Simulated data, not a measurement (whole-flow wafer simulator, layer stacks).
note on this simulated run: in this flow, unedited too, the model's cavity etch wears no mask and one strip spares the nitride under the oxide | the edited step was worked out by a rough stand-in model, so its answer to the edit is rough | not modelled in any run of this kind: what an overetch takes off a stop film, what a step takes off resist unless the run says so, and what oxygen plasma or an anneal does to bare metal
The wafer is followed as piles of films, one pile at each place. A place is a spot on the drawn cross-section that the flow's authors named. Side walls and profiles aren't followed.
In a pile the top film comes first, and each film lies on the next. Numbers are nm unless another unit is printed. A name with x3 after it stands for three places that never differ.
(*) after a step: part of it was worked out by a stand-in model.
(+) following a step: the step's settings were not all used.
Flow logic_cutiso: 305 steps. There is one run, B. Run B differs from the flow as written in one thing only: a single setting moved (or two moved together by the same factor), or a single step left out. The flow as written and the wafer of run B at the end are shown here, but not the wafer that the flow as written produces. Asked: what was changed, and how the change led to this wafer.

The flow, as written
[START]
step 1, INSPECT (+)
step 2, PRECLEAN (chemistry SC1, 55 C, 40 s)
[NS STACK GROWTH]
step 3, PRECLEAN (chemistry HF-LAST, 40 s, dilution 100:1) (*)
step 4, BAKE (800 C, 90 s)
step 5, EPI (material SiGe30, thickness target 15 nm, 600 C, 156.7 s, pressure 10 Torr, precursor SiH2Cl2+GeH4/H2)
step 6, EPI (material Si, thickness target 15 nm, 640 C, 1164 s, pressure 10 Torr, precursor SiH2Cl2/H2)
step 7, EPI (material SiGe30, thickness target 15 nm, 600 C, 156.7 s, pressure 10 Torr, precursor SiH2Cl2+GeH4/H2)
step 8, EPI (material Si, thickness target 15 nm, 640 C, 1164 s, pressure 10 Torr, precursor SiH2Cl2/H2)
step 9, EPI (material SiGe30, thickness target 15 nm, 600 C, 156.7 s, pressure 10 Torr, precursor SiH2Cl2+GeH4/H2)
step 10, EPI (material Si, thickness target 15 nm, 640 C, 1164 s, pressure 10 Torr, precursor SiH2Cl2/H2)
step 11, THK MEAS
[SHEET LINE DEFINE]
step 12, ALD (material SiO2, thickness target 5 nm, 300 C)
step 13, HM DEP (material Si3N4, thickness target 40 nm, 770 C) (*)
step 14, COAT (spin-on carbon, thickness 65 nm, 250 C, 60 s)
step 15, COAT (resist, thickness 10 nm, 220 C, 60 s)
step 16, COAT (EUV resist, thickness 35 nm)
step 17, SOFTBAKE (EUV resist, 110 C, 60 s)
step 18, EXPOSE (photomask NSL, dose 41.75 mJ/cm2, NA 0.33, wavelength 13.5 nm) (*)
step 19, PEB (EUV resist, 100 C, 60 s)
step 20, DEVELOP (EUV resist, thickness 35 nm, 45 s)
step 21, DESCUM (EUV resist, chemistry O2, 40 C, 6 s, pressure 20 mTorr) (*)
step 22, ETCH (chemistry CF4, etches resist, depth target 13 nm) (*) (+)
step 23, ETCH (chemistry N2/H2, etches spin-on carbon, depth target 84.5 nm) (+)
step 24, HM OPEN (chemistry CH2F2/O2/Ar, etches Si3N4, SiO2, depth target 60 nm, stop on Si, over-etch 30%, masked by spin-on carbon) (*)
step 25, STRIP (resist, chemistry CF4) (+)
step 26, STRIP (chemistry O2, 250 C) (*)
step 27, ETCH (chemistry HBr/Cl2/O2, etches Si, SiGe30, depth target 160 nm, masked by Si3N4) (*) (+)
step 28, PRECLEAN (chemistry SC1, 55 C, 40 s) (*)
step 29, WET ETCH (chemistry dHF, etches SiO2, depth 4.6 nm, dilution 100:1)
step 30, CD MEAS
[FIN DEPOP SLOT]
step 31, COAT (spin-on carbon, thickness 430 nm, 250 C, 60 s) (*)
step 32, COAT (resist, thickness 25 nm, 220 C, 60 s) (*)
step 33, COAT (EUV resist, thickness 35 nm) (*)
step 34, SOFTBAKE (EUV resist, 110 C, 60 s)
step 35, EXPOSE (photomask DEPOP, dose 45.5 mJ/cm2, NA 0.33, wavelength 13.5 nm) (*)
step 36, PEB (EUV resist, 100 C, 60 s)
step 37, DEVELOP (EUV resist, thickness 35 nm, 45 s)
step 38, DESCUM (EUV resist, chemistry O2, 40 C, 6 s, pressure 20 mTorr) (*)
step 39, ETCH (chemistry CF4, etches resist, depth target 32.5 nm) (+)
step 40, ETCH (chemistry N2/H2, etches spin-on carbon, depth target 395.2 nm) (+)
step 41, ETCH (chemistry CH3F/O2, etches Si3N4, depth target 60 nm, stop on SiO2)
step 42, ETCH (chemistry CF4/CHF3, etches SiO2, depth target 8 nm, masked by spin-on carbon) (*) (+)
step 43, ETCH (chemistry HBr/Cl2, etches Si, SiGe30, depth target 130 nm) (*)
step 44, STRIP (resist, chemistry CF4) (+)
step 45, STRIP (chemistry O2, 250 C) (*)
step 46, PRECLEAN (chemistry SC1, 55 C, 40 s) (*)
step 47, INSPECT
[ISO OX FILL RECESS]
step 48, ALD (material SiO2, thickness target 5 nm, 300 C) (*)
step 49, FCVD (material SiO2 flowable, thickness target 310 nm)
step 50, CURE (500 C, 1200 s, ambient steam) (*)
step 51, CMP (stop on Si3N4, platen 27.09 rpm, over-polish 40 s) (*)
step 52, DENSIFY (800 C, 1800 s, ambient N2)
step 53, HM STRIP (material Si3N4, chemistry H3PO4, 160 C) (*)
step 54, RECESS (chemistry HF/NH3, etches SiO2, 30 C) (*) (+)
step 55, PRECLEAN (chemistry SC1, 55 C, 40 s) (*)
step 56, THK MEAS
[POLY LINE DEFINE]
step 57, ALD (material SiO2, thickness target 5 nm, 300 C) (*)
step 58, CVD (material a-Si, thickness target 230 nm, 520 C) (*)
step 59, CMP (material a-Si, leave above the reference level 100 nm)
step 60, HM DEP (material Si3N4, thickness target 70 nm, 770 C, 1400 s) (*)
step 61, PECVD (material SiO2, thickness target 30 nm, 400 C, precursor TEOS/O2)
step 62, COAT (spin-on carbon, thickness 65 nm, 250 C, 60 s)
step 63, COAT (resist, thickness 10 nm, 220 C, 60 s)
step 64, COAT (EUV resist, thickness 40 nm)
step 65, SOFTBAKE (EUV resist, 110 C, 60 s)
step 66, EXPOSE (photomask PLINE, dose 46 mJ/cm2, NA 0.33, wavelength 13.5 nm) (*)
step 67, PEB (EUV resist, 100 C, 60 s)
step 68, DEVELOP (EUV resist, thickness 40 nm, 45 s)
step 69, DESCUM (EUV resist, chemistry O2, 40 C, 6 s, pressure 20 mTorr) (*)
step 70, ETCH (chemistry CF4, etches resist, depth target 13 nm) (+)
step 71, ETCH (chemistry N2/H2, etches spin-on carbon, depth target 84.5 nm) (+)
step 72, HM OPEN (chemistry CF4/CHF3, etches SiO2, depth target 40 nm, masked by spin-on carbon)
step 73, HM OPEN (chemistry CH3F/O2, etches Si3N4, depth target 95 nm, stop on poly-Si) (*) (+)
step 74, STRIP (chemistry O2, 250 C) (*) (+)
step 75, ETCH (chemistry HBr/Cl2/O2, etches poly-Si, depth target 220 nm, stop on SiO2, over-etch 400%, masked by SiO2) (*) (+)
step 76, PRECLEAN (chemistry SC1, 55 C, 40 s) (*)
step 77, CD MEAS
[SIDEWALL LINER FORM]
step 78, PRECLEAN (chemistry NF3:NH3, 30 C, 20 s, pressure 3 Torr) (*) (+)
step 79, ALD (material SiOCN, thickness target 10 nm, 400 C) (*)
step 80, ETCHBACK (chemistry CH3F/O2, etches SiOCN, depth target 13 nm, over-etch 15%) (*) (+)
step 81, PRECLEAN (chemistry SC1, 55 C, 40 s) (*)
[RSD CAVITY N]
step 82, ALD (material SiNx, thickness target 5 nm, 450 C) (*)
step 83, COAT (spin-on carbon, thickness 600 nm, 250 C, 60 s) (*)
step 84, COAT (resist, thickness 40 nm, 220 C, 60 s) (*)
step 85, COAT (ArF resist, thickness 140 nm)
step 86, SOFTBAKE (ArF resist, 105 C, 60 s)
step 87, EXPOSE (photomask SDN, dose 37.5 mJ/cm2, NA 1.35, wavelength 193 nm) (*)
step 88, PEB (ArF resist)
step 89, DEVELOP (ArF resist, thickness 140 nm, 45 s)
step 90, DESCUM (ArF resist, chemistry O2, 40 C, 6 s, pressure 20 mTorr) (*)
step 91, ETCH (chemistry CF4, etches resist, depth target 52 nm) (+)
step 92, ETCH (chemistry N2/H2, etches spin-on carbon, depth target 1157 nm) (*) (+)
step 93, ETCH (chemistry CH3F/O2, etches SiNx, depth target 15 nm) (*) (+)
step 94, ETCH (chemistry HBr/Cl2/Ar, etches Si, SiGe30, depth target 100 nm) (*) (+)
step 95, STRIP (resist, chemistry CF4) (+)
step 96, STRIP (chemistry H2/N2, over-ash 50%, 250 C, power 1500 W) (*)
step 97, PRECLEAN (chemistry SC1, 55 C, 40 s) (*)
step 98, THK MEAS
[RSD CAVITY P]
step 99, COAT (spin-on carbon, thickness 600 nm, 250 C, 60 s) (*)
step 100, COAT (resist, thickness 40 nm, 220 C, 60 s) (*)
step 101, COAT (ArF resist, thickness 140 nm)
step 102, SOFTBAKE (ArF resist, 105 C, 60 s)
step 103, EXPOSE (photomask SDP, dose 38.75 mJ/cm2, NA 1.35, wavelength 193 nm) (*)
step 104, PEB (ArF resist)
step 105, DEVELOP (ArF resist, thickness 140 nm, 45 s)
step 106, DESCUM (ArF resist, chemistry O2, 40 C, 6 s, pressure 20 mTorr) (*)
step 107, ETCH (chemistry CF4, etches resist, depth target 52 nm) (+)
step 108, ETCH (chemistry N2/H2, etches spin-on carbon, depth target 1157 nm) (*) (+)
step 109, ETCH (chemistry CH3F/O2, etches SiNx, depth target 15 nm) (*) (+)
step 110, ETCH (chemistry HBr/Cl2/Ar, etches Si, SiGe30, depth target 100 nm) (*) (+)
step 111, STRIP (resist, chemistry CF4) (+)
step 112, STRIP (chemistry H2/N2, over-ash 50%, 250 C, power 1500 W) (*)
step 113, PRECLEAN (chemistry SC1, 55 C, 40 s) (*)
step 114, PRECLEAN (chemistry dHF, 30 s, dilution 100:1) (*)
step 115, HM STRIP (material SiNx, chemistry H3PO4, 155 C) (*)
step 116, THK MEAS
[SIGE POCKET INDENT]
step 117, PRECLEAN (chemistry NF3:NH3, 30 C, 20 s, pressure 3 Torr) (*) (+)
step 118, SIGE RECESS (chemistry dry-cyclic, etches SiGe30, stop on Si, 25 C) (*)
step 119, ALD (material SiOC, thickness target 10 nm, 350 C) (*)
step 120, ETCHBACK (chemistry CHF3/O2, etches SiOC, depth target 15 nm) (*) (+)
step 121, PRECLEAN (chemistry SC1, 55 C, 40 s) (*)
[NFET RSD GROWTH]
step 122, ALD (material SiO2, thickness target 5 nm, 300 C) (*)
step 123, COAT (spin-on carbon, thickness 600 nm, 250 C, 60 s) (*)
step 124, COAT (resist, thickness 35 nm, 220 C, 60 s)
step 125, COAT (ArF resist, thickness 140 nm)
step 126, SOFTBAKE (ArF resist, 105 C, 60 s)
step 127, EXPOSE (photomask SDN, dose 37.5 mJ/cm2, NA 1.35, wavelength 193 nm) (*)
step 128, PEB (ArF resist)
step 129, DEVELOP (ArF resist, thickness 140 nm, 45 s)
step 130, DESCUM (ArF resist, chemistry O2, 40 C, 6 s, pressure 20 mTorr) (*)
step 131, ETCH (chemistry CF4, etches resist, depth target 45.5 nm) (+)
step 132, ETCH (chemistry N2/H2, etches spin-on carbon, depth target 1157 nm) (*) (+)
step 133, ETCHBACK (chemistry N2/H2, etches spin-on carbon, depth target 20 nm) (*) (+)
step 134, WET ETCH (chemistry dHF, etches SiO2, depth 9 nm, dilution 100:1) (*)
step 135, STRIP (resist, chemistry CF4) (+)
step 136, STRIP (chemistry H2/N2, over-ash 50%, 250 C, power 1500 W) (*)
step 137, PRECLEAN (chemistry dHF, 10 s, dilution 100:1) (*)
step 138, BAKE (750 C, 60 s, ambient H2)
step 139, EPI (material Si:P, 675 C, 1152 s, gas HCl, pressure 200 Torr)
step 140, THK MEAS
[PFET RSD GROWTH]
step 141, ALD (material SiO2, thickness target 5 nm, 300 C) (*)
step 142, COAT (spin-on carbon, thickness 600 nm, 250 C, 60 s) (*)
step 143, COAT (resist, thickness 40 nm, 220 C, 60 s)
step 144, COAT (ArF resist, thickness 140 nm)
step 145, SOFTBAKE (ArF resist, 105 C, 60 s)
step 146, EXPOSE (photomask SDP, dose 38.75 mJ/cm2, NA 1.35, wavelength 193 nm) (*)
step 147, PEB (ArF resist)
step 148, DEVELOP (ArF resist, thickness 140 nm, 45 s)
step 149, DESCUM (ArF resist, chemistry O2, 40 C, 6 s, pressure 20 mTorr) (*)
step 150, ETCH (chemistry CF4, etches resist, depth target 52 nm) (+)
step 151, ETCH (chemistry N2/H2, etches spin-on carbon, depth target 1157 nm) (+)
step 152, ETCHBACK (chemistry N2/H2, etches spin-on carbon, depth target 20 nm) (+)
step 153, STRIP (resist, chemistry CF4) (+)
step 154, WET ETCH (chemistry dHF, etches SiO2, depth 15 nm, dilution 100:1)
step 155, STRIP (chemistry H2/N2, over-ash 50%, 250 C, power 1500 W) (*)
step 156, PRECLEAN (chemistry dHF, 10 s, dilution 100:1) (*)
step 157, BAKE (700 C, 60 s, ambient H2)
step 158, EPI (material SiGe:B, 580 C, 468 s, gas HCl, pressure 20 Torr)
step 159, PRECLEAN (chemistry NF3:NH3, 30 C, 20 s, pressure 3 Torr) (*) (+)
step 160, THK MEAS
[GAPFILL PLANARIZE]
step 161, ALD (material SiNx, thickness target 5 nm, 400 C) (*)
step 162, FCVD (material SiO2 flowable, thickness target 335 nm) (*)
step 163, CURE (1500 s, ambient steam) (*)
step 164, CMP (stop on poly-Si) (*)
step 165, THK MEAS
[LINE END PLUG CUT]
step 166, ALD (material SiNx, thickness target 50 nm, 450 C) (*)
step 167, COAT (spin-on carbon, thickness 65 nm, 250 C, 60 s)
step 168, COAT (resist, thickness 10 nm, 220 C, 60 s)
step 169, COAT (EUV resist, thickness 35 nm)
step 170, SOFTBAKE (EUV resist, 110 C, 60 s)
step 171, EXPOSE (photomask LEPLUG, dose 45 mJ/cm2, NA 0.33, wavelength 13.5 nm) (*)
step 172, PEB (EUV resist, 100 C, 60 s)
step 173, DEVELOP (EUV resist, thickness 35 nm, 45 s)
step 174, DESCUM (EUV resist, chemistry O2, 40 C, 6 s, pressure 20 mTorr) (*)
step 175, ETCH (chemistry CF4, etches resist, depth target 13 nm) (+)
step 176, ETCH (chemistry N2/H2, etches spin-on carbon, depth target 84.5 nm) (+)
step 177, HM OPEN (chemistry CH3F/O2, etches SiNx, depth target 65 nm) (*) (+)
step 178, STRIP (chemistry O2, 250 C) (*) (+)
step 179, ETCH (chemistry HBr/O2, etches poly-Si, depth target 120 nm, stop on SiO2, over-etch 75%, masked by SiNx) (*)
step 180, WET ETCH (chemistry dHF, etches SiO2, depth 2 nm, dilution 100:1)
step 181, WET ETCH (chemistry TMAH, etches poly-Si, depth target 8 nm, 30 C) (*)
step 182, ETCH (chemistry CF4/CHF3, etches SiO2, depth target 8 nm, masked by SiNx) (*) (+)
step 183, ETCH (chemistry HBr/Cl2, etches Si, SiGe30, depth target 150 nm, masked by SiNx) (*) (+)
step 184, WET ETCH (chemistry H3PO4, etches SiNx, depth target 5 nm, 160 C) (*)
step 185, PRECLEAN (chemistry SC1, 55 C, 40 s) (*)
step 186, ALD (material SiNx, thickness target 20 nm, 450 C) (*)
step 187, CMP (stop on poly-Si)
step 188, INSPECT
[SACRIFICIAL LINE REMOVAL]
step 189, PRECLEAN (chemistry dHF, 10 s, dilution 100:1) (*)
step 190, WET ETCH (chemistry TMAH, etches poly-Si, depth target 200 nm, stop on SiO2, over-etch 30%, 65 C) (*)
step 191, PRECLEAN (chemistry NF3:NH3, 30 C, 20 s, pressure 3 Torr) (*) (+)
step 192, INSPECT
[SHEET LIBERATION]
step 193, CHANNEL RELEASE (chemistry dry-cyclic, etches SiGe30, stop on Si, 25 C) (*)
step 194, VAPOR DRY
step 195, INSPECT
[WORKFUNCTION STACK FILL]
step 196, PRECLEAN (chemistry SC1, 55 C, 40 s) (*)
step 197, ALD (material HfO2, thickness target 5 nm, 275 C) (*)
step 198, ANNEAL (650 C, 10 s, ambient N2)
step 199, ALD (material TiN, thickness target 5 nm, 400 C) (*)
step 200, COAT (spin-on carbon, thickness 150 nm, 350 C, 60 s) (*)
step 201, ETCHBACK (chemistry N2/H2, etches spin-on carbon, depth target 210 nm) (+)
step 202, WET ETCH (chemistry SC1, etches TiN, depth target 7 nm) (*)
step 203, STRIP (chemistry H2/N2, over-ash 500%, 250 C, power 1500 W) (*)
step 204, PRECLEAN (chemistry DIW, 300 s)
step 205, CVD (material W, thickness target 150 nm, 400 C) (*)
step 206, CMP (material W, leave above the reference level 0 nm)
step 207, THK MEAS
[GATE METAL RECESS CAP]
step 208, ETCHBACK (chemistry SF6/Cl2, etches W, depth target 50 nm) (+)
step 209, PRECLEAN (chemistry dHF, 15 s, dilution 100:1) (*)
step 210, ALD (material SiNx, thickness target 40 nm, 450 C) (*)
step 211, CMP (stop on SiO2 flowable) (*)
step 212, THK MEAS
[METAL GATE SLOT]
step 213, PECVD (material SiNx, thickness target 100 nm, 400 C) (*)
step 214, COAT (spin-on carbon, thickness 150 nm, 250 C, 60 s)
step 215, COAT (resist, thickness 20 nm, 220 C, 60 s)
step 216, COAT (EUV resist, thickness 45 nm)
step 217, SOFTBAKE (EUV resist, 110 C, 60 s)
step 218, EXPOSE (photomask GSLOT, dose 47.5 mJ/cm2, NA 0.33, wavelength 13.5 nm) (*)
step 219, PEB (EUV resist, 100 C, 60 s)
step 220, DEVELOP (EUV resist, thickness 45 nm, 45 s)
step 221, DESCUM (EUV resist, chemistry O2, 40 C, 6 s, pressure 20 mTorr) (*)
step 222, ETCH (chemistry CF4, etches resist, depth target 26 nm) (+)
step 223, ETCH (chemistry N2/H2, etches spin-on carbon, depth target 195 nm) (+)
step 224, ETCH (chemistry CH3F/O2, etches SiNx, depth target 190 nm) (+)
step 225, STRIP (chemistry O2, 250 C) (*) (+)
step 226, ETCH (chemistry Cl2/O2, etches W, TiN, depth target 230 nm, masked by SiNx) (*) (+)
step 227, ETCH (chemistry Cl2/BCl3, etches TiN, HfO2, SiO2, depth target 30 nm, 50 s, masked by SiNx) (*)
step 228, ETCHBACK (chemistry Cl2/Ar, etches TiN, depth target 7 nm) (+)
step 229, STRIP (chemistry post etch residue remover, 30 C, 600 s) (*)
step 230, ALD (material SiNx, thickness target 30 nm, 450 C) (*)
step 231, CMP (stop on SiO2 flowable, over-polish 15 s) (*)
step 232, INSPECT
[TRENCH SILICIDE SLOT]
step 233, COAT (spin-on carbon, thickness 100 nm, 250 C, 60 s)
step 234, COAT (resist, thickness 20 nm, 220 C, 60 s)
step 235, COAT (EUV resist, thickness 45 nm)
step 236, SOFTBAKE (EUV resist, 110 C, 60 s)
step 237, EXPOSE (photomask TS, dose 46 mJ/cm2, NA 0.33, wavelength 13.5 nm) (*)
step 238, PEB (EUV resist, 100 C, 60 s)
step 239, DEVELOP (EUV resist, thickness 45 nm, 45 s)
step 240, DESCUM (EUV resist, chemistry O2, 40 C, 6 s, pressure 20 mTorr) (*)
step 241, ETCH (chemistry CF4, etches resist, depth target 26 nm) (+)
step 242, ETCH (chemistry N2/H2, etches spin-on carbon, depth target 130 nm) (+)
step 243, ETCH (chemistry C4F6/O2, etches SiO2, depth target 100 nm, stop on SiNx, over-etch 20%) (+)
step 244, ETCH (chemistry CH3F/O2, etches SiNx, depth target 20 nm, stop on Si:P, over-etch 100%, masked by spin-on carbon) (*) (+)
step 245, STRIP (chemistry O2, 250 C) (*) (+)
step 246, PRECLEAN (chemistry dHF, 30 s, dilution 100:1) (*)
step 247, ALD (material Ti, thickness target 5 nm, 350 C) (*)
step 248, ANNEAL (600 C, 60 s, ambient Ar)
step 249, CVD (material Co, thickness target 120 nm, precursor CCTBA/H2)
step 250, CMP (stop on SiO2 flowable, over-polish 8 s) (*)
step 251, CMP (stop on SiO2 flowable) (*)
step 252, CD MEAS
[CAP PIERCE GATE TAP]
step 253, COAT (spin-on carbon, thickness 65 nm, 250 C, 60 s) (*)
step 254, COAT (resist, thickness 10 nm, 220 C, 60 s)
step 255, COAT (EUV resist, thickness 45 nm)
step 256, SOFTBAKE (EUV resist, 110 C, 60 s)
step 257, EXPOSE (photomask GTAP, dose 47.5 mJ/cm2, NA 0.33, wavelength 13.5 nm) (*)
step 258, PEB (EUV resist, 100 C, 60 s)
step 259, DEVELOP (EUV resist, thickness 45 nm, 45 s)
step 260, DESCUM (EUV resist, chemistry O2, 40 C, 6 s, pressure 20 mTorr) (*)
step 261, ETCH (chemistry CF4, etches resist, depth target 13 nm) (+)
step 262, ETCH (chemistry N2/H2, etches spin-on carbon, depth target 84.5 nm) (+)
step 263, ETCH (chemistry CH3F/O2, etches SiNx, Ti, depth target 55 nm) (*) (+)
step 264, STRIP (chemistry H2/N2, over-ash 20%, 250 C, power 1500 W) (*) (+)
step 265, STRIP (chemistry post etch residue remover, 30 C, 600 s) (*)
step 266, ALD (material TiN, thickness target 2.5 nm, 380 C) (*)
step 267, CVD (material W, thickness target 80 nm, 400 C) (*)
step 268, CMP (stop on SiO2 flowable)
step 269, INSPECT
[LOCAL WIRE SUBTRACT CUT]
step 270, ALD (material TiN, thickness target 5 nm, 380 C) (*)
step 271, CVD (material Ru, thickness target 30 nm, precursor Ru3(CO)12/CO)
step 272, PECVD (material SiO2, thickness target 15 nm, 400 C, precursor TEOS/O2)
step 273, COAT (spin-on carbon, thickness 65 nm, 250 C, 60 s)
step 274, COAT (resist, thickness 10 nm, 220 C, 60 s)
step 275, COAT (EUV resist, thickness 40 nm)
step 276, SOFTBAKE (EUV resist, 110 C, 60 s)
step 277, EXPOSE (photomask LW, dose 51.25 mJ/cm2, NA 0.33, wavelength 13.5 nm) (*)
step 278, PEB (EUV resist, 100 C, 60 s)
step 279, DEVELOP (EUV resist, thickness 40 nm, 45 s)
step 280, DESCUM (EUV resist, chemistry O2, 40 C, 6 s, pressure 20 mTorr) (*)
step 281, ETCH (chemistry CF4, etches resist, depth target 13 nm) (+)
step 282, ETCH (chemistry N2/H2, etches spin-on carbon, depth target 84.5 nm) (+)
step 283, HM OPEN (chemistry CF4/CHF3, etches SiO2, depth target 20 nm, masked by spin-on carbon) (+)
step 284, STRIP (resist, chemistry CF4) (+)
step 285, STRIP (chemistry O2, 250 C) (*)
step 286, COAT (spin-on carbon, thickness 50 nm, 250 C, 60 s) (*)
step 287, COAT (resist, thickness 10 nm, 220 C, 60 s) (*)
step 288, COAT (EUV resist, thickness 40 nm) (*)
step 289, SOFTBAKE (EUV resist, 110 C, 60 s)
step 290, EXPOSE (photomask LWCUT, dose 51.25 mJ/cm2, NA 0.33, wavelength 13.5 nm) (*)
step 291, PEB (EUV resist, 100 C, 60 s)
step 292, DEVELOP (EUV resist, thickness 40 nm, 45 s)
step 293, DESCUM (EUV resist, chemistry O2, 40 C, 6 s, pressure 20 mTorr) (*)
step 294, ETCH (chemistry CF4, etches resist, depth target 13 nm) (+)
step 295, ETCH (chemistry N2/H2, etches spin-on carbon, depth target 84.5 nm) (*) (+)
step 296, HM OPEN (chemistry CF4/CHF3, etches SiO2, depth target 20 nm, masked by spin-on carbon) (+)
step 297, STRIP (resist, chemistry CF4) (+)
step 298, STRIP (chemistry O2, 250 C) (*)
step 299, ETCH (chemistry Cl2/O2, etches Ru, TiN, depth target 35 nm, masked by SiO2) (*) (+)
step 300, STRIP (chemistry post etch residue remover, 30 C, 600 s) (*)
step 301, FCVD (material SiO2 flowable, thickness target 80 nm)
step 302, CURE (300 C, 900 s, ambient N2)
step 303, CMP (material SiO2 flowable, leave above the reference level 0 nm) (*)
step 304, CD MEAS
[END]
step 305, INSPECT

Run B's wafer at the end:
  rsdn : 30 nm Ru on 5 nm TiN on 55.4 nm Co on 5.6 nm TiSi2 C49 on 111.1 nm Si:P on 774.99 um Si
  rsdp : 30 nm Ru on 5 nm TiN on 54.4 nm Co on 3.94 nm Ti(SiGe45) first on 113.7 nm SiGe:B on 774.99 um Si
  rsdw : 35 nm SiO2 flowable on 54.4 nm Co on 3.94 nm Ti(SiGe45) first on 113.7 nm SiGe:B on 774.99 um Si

The reason: step 247, ALD: thickness target 2.2 nm was run, while the flow as written has thickness target 5 nm.

How this came from the change, step by step:
  step 247, ALD (material Ti, thickness target 5 nm, 350 C) (*)
      depop, dpovl, gfld and 19 more: +2.2 Ti (new film) (as written it would have been: +5 Ti (new film))
  step 248, ANNEAL (600 C, 60 s, ambient Ar)
      rsdp, rsdw: +3.94 Ti(SiGe45) first (new film), -2.2 Ti (all of it), -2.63 SiGe:B (as written it would have been: +8.95 Ti(SiGe45) first (new film), -5 Ti (all of it), -5.98 SiGe:B)
      rsdn: +5.6 TiSi2 C49 (new film), -2.2 Ti (all of it), -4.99 Si:P (as written it would have been: +12.7 TiSi2 C49 (new film), -5 Ti (all of it), -11.3 Si:P)
  step 250, CMP (stop on SiO2 flowable, over-polish 8 s) (*)
      rsdx: -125 Co (as written it would have been: -127.9 Co (all of it))
      gl, glp, gxf, gxn, gxp, tap: -120.3 Co (all of it), -2.2 Ti (all of it), -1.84 SiNx (as written it would have been: -120.3 Co (all of it), -5 Ti (all of it), -1.84 SiNx)
      (and at 15 other places as well)
  step 251, CMP (stop on SiO2 flowable) (*)
      rsdx: -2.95 Co (all of it), -2.2 Ti (all of it) (as written it would have been: -5 Ti (all of it))
      iso: -4.02 Co (all of it), -1.54 Ti (as written it would have been: -1.22 Co (all of it), -4.34 Ti)
